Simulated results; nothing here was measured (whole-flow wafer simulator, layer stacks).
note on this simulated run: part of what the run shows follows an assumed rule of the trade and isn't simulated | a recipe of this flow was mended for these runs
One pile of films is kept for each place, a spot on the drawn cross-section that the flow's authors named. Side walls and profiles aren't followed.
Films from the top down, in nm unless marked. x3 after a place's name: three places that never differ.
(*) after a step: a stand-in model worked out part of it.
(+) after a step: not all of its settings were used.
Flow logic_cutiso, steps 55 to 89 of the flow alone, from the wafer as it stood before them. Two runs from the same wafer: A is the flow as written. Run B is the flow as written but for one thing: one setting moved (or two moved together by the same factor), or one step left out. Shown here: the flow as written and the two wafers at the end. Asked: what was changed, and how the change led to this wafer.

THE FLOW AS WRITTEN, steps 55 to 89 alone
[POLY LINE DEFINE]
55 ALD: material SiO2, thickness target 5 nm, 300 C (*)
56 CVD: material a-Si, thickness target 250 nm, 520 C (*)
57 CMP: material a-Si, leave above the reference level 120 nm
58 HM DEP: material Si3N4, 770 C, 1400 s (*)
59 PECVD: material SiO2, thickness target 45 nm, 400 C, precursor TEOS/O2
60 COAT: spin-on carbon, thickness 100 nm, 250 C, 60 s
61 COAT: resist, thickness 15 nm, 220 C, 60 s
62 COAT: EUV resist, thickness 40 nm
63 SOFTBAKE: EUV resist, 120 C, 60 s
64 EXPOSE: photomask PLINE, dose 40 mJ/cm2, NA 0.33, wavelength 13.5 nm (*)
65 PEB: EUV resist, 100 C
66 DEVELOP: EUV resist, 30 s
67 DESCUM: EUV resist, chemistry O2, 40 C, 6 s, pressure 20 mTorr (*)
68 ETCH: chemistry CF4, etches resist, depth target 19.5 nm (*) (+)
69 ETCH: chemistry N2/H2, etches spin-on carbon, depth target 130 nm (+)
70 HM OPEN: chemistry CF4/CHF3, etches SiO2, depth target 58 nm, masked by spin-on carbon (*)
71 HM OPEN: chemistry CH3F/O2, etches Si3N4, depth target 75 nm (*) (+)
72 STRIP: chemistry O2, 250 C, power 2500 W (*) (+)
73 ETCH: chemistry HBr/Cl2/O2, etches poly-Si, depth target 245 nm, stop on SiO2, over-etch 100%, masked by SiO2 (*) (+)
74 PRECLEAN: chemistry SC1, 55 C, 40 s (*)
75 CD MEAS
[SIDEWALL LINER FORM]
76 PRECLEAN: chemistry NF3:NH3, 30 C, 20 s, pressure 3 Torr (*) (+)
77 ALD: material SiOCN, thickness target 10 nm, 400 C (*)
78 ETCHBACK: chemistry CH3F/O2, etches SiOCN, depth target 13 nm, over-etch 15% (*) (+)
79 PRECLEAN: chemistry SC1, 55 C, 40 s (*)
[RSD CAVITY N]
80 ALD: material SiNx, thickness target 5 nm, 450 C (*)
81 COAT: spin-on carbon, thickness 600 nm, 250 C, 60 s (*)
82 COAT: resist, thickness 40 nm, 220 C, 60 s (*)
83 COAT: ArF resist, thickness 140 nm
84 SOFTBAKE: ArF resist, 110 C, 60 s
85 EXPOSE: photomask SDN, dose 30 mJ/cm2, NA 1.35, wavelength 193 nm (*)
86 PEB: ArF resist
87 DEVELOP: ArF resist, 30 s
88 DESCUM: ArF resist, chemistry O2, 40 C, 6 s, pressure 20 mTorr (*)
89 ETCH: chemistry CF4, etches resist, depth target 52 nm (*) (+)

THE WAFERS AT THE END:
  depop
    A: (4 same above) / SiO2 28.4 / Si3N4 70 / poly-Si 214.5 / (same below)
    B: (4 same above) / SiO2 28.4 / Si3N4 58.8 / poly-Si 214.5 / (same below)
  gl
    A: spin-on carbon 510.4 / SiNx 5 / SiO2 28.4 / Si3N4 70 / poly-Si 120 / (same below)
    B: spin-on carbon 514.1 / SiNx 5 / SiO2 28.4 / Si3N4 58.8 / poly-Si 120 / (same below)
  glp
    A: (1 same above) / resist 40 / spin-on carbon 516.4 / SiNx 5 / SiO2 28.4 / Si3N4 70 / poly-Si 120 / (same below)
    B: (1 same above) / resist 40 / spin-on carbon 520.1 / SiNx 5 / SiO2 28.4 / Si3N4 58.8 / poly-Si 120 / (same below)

The cause: step 58, HM DEP: 1176 s was run, where the flow has 1400 s.

How the change led to this, step by step:
  58 HM DEP: material Si3N4, 770 C, 1400 s (*)
      gl, glp, gxn and 11 more: A Si3N4 +70 (new film), poly-Si +120 (new film), a-Si -120 (all of it) | B Si3N4 +58.8 (new film), poly-Si +120 (new film), a-Si -120 (all of it)
      depop, dpovl x3, gfld, gxf, iso, lnri: A Si3N4 +70 (new film), poly-Si +214.5 (new film), a-Si -214.5 (all of it) | B Si3N4 +58.8 (new film), poly-Si +214.5 (new film), a-Si -214.5 (all of it)
  71 HM OPEN: chemistry CH3F/O2, etches Si3N4, depth target 75 nm (*) (+)
      iso, lnr, lnri and 6 more: A Si3N4 -55.2 (all of it), poly-Si -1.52 | B Si3N4 -44 (all of it), poly-Si -2.38
